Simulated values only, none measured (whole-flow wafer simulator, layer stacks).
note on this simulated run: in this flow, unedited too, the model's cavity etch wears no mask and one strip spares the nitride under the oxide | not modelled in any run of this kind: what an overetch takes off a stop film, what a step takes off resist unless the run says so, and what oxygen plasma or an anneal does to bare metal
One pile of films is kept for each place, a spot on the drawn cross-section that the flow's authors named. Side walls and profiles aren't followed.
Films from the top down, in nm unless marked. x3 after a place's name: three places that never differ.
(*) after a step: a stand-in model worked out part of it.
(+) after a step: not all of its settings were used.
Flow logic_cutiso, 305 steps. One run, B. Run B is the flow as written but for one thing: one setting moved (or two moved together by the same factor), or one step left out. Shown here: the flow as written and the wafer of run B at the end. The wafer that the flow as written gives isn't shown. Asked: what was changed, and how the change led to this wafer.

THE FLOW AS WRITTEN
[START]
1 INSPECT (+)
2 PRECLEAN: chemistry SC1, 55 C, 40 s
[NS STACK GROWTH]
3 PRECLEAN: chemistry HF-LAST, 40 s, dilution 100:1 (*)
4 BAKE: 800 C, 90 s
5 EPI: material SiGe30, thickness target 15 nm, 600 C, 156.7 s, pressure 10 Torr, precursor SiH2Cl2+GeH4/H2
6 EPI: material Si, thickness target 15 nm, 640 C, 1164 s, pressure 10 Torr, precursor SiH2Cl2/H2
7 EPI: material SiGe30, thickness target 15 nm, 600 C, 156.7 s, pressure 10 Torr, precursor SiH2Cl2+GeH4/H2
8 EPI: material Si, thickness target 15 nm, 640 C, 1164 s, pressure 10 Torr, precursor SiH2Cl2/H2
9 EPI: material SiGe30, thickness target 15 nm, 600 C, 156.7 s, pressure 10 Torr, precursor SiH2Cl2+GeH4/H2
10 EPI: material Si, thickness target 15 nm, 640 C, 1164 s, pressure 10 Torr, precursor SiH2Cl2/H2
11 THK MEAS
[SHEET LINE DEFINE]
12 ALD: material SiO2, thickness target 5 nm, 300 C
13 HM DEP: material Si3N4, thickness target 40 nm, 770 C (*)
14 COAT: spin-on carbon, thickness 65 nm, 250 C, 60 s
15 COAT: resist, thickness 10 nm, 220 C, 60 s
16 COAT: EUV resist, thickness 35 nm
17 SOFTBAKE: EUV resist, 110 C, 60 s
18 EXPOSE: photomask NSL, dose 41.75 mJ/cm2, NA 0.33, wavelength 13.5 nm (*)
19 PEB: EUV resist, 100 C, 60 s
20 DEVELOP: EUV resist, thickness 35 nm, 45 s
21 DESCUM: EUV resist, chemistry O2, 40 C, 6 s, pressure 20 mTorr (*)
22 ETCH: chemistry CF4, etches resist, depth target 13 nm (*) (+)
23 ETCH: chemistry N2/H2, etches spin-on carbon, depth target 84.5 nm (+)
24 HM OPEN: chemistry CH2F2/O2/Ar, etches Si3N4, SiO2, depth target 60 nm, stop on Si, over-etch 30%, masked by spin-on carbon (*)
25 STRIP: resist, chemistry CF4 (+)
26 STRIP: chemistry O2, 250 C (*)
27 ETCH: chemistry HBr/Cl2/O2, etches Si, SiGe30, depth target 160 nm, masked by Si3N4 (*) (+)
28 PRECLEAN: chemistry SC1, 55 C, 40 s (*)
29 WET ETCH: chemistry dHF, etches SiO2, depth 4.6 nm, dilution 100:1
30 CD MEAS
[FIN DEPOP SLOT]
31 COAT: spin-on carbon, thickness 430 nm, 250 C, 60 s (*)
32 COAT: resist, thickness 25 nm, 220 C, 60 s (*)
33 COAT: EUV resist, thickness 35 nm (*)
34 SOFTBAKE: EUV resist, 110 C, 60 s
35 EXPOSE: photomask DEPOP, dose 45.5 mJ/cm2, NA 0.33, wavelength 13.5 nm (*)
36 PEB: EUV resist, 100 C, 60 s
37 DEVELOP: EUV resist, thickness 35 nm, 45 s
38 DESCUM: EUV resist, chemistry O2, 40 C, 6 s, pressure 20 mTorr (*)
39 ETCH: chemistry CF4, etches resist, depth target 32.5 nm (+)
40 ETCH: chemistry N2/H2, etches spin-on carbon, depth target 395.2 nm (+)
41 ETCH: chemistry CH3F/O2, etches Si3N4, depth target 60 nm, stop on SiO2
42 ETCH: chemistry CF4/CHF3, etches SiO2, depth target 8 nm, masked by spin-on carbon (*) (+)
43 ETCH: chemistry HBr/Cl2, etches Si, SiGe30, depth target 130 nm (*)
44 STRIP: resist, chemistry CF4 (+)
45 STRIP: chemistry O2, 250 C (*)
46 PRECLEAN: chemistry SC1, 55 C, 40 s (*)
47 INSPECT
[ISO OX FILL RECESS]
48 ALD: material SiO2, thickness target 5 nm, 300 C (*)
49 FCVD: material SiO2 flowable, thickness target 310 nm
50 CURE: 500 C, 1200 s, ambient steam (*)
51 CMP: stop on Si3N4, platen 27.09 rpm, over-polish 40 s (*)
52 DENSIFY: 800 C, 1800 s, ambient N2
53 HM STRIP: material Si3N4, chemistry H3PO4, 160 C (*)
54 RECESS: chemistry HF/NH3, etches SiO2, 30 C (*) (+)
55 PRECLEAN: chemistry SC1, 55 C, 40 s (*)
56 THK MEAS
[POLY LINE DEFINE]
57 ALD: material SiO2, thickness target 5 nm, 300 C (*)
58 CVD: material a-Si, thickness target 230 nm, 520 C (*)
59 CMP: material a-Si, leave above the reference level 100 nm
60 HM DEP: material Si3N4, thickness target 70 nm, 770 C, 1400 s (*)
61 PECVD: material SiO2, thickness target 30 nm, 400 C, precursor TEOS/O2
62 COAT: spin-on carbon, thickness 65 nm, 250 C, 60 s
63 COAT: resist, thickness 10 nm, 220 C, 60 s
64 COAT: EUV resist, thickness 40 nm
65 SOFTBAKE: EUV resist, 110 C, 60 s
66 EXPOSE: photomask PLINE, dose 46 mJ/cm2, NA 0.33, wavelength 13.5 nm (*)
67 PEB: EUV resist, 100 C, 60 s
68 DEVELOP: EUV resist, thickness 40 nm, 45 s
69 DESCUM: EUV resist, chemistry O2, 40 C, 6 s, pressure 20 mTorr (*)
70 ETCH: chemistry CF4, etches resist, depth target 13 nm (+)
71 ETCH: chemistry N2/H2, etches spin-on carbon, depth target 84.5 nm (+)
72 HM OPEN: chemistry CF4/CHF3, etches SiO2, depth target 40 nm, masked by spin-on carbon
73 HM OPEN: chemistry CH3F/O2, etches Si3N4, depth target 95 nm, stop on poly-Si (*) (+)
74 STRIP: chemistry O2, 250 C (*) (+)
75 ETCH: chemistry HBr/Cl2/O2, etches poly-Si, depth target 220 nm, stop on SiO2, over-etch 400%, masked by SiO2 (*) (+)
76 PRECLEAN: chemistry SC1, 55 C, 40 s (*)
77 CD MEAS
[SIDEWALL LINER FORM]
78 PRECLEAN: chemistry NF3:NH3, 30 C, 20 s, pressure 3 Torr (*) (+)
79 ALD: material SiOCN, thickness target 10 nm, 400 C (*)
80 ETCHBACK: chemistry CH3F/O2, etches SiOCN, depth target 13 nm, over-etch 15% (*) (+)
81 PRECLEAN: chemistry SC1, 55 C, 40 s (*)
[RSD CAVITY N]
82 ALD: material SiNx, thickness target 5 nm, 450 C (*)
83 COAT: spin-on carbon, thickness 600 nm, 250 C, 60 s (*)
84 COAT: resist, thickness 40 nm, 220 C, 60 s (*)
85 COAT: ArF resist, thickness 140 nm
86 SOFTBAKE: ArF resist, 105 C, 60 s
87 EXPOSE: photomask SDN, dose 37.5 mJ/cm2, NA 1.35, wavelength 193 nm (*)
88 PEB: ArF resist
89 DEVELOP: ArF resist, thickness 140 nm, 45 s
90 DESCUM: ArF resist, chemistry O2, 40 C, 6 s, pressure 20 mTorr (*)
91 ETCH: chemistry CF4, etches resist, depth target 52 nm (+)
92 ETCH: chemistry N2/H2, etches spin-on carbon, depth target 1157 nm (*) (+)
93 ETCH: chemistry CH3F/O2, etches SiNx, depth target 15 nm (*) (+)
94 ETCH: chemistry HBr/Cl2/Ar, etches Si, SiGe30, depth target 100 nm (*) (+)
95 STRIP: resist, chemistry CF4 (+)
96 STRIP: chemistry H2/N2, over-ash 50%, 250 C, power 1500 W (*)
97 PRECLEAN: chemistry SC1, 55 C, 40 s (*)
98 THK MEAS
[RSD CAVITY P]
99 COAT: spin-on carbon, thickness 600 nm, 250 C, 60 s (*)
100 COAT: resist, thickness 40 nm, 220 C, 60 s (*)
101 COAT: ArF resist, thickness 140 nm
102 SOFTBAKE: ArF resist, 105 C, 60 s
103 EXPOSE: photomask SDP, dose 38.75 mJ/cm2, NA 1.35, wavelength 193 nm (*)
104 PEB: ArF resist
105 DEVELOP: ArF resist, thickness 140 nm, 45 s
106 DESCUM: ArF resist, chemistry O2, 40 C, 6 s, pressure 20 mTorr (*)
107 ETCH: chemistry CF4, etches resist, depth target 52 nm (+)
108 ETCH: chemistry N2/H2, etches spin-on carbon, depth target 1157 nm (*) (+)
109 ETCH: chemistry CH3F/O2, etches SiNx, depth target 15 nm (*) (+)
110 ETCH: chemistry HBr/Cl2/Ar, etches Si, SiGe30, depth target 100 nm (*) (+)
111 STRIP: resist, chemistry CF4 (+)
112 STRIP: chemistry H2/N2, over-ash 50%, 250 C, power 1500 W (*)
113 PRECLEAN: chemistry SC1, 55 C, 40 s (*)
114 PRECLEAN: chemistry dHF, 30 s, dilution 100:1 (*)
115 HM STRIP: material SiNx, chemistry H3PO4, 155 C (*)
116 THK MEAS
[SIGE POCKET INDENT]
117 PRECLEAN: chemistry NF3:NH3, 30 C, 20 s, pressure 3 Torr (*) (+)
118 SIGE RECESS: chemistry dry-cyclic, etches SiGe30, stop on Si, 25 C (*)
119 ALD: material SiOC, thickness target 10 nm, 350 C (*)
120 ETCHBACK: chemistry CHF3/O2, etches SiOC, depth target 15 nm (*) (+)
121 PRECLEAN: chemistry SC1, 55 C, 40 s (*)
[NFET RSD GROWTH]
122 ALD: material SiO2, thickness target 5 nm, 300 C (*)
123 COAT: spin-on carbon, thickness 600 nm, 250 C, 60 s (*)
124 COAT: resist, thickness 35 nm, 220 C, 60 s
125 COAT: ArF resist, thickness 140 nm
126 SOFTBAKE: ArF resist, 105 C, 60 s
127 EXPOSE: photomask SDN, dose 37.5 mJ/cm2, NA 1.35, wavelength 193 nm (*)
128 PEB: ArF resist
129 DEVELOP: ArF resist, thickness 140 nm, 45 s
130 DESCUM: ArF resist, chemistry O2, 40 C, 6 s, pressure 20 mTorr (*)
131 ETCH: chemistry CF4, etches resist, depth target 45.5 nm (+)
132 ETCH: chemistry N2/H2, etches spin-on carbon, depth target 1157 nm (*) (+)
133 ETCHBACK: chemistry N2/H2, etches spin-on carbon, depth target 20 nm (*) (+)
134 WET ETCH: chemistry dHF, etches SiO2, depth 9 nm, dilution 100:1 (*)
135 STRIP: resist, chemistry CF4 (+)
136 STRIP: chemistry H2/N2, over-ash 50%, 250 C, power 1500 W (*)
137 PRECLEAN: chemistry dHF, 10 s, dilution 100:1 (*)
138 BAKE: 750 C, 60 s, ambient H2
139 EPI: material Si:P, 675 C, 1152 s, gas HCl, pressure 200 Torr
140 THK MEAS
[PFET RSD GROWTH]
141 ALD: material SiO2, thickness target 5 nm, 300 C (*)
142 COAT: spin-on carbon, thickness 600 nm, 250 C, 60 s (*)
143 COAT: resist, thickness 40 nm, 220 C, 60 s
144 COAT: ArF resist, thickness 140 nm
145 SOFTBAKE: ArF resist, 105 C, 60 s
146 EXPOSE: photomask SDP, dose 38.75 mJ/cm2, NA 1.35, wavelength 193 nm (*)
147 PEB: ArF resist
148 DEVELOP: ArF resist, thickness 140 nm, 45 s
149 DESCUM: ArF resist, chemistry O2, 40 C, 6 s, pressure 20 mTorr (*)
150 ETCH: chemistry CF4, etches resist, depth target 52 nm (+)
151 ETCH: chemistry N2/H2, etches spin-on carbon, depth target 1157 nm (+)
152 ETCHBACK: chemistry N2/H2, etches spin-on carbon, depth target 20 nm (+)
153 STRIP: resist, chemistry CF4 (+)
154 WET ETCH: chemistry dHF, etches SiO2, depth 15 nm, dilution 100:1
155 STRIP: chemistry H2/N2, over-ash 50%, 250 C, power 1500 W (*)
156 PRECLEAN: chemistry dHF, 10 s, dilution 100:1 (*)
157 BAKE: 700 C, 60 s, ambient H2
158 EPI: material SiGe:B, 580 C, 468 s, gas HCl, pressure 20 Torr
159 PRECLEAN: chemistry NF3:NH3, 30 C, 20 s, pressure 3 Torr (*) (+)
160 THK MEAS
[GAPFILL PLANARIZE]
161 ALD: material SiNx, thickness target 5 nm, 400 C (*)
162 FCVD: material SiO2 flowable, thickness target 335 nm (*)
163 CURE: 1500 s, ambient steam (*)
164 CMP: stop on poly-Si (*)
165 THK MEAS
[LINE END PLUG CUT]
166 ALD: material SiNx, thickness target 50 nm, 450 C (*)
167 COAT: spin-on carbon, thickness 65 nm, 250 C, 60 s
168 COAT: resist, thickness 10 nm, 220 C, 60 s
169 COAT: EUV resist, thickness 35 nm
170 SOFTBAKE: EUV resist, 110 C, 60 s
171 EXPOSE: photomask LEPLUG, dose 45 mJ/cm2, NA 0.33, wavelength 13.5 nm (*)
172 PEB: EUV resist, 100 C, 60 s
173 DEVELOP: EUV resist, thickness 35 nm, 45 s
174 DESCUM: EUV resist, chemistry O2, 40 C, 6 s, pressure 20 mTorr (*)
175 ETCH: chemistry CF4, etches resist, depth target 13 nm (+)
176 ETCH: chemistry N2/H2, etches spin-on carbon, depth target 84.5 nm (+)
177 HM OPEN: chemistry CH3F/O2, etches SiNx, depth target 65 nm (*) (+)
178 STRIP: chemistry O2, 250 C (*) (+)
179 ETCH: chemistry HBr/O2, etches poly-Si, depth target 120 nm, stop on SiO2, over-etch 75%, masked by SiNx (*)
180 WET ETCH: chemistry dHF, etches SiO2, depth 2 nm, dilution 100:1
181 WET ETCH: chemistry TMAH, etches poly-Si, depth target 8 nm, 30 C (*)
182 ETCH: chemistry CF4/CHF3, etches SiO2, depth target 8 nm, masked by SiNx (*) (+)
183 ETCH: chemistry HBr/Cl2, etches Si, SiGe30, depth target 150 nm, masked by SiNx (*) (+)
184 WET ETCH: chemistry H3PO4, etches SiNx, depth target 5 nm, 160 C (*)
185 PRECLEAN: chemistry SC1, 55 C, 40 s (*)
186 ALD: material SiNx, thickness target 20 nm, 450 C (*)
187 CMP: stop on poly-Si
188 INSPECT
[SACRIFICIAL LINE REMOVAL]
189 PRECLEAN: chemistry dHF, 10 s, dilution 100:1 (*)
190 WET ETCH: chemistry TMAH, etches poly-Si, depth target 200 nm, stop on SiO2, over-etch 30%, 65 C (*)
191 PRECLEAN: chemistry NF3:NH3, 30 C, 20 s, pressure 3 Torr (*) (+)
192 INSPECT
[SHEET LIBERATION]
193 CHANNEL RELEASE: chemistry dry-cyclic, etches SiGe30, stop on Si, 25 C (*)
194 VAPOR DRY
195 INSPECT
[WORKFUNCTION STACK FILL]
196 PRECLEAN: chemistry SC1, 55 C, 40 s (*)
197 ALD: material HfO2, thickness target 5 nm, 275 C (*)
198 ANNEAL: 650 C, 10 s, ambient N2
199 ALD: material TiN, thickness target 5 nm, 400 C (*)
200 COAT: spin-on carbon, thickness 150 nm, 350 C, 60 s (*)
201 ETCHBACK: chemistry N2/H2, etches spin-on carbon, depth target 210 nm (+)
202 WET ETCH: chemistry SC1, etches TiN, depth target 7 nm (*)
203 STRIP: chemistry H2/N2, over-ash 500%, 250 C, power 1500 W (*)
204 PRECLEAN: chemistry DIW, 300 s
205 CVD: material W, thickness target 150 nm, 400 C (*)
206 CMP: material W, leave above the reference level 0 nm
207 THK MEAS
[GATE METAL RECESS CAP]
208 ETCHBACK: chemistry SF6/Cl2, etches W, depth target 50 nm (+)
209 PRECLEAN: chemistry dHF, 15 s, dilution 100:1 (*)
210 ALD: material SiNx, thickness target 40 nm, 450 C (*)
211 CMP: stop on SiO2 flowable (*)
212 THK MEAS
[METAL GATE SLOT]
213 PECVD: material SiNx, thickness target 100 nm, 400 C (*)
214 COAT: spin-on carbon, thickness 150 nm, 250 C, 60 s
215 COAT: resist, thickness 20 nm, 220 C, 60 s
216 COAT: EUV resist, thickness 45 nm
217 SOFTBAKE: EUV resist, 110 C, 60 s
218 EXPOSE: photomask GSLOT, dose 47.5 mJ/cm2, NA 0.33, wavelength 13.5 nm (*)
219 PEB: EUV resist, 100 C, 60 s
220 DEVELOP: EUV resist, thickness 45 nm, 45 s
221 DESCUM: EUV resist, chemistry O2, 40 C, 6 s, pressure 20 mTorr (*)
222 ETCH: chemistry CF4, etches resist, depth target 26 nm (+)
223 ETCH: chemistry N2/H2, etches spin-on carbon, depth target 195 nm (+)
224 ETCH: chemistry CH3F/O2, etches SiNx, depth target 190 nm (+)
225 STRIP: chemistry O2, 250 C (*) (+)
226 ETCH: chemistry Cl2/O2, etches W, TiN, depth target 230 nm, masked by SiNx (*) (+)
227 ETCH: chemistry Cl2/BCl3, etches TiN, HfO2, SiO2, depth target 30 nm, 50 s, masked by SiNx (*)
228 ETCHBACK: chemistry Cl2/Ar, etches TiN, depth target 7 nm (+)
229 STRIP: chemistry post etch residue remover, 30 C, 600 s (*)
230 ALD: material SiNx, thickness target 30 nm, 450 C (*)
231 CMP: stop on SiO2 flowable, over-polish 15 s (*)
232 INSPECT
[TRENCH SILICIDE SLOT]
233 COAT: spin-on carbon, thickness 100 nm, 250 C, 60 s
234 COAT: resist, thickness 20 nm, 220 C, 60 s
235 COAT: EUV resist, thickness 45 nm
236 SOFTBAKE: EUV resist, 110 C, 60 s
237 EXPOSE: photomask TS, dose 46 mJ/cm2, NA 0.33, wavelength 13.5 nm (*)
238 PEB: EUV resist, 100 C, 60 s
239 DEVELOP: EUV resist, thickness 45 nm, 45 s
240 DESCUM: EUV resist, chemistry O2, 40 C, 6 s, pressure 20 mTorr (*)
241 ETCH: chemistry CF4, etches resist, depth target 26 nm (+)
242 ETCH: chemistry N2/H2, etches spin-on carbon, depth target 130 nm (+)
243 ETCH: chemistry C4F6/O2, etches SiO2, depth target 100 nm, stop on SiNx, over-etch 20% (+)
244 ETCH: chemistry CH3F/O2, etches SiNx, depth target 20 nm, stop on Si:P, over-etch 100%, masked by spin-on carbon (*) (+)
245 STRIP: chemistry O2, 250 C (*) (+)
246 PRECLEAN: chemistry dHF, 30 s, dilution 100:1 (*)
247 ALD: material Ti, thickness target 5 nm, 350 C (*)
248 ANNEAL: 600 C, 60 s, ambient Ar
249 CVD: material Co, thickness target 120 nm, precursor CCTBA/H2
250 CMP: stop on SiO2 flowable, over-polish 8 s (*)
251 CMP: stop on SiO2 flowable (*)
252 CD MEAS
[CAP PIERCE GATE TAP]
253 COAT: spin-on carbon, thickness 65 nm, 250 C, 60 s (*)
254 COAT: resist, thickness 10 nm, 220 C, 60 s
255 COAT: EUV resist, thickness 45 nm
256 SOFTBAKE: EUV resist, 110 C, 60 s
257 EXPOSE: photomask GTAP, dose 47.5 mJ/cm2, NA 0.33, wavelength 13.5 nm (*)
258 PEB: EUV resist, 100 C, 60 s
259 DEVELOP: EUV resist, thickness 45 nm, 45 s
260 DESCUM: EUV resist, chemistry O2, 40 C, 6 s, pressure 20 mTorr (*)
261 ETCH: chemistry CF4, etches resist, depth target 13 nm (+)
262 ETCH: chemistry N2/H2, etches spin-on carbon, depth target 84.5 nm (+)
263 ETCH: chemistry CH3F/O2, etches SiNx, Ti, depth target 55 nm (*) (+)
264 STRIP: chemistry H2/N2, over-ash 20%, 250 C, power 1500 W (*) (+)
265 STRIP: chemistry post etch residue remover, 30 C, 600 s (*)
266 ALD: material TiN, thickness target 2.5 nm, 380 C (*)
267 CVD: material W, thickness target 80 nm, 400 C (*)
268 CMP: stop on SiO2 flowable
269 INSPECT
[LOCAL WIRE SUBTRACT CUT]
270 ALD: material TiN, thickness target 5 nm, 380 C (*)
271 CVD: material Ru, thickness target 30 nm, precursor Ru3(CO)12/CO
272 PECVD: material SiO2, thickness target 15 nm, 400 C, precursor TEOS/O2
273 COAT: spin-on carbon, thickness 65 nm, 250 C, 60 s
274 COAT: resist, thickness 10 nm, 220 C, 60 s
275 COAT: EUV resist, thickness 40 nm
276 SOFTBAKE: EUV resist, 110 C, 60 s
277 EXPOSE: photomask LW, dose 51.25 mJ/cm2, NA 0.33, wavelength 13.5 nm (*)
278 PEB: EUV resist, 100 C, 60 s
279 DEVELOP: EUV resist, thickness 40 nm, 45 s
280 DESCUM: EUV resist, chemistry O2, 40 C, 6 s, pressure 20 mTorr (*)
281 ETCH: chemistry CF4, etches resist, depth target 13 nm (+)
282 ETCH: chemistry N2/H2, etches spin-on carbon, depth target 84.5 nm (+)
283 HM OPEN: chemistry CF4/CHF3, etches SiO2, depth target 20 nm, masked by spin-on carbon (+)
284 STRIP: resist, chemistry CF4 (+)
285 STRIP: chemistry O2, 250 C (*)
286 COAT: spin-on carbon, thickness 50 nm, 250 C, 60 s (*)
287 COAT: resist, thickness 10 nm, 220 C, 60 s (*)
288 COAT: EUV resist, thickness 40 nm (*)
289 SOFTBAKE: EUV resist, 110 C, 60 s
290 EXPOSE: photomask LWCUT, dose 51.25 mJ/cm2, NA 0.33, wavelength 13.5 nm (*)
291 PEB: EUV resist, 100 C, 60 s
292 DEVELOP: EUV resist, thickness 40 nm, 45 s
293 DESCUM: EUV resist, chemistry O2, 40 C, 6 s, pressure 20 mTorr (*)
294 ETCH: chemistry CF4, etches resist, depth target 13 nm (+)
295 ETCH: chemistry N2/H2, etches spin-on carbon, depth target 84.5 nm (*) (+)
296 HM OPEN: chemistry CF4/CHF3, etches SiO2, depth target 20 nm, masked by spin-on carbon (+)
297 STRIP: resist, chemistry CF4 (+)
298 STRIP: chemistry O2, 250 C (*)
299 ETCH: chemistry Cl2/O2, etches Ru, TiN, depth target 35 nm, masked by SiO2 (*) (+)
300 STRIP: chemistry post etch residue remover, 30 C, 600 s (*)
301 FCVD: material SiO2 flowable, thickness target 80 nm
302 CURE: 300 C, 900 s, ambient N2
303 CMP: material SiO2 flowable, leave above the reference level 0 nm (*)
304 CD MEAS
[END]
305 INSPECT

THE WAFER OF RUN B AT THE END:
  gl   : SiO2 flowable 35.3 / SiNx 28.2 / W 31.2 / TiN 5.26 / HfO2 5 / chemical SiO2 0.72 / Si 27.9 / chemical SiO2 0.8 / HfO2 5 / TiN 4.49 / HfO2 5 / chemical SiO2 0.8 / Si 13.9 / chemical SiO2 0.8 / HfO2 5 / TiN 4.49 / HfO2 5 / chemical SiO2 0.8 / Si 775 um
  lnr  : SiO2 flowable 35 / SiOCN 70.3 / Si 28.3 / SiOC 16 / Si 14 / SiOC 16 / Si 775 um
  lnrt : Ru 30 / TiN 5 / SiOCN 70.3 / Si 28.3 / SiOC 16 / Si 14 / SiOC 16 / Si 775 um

The cause: step 9, EPI: material SiGe30, thickness target 15 nm, 600 C, 156.7 s, pressure 10 Torr, precursor SiH2Cl2+GeH4/H2, was left out.

How the change led to this, step by step:
  10 EPI: material Si, thickness target 15 nm, 640 C, 1164 s, pressure 10 Torr, precursor SiH2Cl2/H2
      depop, dpovl, gfld and 19 more: Si +15 (as written it would be: Si +15 (new film))
  27 ETCH: chemistry HBr/Cl2/O2, etches Si, SiGe30, depth target 160 nm, masked by Si3N4 (*) (+)
      gfld, gxf, iso, lnri: chemical SiO2 -0.79 (all of it), Si -26.4 (all of it), SiGe30 -15 (all of it), Si -15 (all of it), SiGe30 -15 (all of it), Si -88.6 (as written it would be: chemical SiO2 -0.79 (all of it), Si -11.4 (all of it), SiGe30 -15 (all of it), Si -15 (all of it), SiGe30 -15 (all of it), Si -15 (all of it), SiGe30 -15 (all of it), Si -73.6)
      dpovl, nsgap: chemical SiO2 -0.79 (all of it), Si -26.8 (all of it), SiGe30 -15 (all of it), Si -15 (all of it), SiGe30 -15 (all of it), Si -88.2 (as written it would be: chemical SiO2 -0.79 (all of it), Si -11.8 (all of it), SiGe30 -15 (all of it), Si -15 (all of it), SiGe30 -15 (all of it), Si -15 (all of it), SiGe30 -15 (all of it), Si -73.2)
      (and at 1 more place)
  43 ETCH: chemistry HBr/Cl2, etches Si, SiGe30, depth target 130 nm (*)
      depop: Si -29 (all of it), SiGe30 -15 (all of it), Si -15 (all of it), SiGe30 -15 (all of it), Si -56 (as written it would be: Si -14 (all of it), SiGe30 -15 (all of it), Si -15 (all of it), SiGe30 -15 (all of it), Si -15 (all of it), SiGe30 -15 (all of it), Si -41)
  94 ETCH: chemistry HBr/Cl2/Ar, etches Si, SiGe30, depth target 100 nm (*) (+)
      rsdn, rsdx: chemical SiO2 -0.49 (all of it), Si -27.8 (all of it), SiGe30 -15 (all of it), Si -15 (all of it), SiGe30 -15 (all of it), Si -27.2 (as written it would be: chemical SiO2 -0.49 (all of it), Si -12.8 (all of it), SiGe30 -15 (all of it), Si -15 (all of it), SiGe30 -15 (all of it), Si -15 (all of it), SiGe30 -15 (all of it), Si -12.2)
  110 ETCH: chemistry HBr/Cl2/Ar, etches Si, SiGe30, depth target 100 nm (*) (+)
      rsdp, rsdw: chemical SiO2 -0.49 (all of it), Si -27.8 (all of it), SiGe30 -15 (all of it), Si -15 (all of it), SiGe30 -15 (all of it), Si -27.2 (as written it would be: chemical SiO2 -0.49 (all of it), Si -12.8 (all of it), SiGe30 -15 (all of it), Si -15 (all of it), SiGe30 -15 (all of it), Si -15 (all of it), SiGe30 -15 (all of it), Si -12.2)
  118 SIGE RECESS: chemistry dry-cyclic, etches SiGe30, stop on Si, 25 C (*)
      lnr, lnrp, lnrt: SiOCN -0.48, Si -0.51, cavity +16 (new film), SiGe30 -15 (all of it), Si -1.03, cavity +16 (new film), SiGe30 -15 (all of it), Si -0.51 (as written it would be: SiOCN -0.48, Si -0.51, cavity +16 (new film), SiGe30 -15 (all of it), Si -1.03, cavity +16 (new film), SiGe30 -15 (all of it), Si -1.03, cavity +16 (new film), SiGe30 -15 (all of it), Si -0.51)
  119 ALD: material SiOC, thickness target 10 nm, 350 C (*)
      lnr, lnrp, lnrt: SiOC +10 (new film), SiOC +16 (new film), cavity -16 (all of it), SiOC +16 (new film), cavity -16 (all of it) (as written it would be: SiOC +10 (new film), SiOC +16 (new film), cavity -16 (all of it), SiOC +16 (new film), cavity -16 (all of it), SiOC +16 (new film), cavity -16 (all of it))
  183 ETCH: chemistry HBr/Cl2, etches Si, SiGe30, depth target 150 nm, masked by SiNx (*) (+)
      plug: Si -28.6 (all of it), SiGe30 -15 (all of it), Si -15 (all of it), SiGe30 -15 (all of it), Si -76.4 (as written it would be: Si -13.6 (all of it), SiGe30 -15 (all of it), Si -15 (all of it), SiGe30 -15 (all of it), Si -15 (all of it), SiGe30 -15 (all of it), Si -61.4)
  193 CHANNEL RELEASE: chemistry dry-cyclic, etches SiGe30, stop on Si, 25 C (*)
      gl, glp, gxn, gxp, ns, tap: chemical SiO2 +0.8 (new film), Si -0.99, chemical SiO2 +0.8 (new film), cavity +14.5 (new film), chemical SiO2 +0.8 (new film), SiGe30 -15 (all of it), Si -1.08, chemical SiO2 +0.8 (new film), cavity +14.5 (new film), chemical SiO2 +0.8 (new film), SiGe30 -15 (all of it), Si -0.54 (as written it would be: chemical SiO2 +0.8 (new film), Si -0.99, chemical SiO2 +0.8 (new film), cavity +14.5 (new film), chemical SiO2 +0.8 (new film), SiGe30 -15 (all of it), Si -1.08, chemical SiO2 +0.8 (new film), cavity +14.5 (new film), chemical SiO2 +0.8 (new film), SiGe30 -15 (all of it), Si -1.08, chemical SiO2 +0.8 (new film), cavity +14.5 (new film), chemical SiO2 +0.8 (new film), SiGe30 -15 (all of it), Si -0.54)
  197 ALD: material HfO2, thickness target 5 nm, 275 C (*)
      gl, glp, gxn, gxp, ns, tap: HfO2 +5 (new film), HfO2 +5 (new film), cavity -10, HfO2 +5 (new film), HfO2 +5 (new film), cavity -10, HfO2 +5 (new film) (as written it would be: HfO2 +5 (new film), HfO2 +5 (new film), cavity -10, HfO2 +5 (new film), HfO2 +5 (new film), cavity -10, HfO2 +5 (new film), HfO2 +5 (new film), cavity -10, HfO2 +5 (new film))
  199 ALD: material TiN, thickness target 5 nm, 400 C (*)
      gl, glp, tap: TiN +5.26 (new film), TiN +4.49 (new film), cavity -4.49 (all of it), TiN +4.49 (new film), cavity -4.49 (all of it) (as written it would be: TiN +5.26 (new film), TiN +4.49 (new film), cavity -4.49 (all of it), TiN +4.49 (new film), cavity -4.49 (all of it), TiN +4.49 (new film), cavity -4.49 (all of it))
      gxn, gxp, ns: TiN +5 (new film), TiN +4.49 (new film), cavity -4.49 (all of it), TiN +4.49 (new film), cavity -4.49 (all of it) (as written it would be: TiN +5 (new film), TiN +4.49 (new film), cavity -4.49 (all of it), TiN +4.49 (new film), cavity -4.49 (all of it), TiN +4.49 (new film), cavity -4.49 (all of it))
Counting metal films that touch as one body, gl has 3 bodies (between them, from the top down: HfO2 5 / chemical SiO2 0.72 / Si 27.9 / chemical SiO2 0.8 / HfO2 5; HfO2 5 / chemical SiO2 0.8 / Si 13.9 / chemical SiO2 0.8 / HfO2 5); the flow as written gives 4 bodies (between them, from the top down: HfO2 5 / chemical SiO2 0.72 / Si 12.9 / chemical SiO2 0.8 / HfO2 5; HfO2 5 / chemical SiO2 0.8 / Si 13.9 / chemical SiO2 0.8 / HfO2 5; HfO2 5 / chemical SiO2 0.8 / Si 13.9 / chemical SiO2 0.8 / HfO2 5).
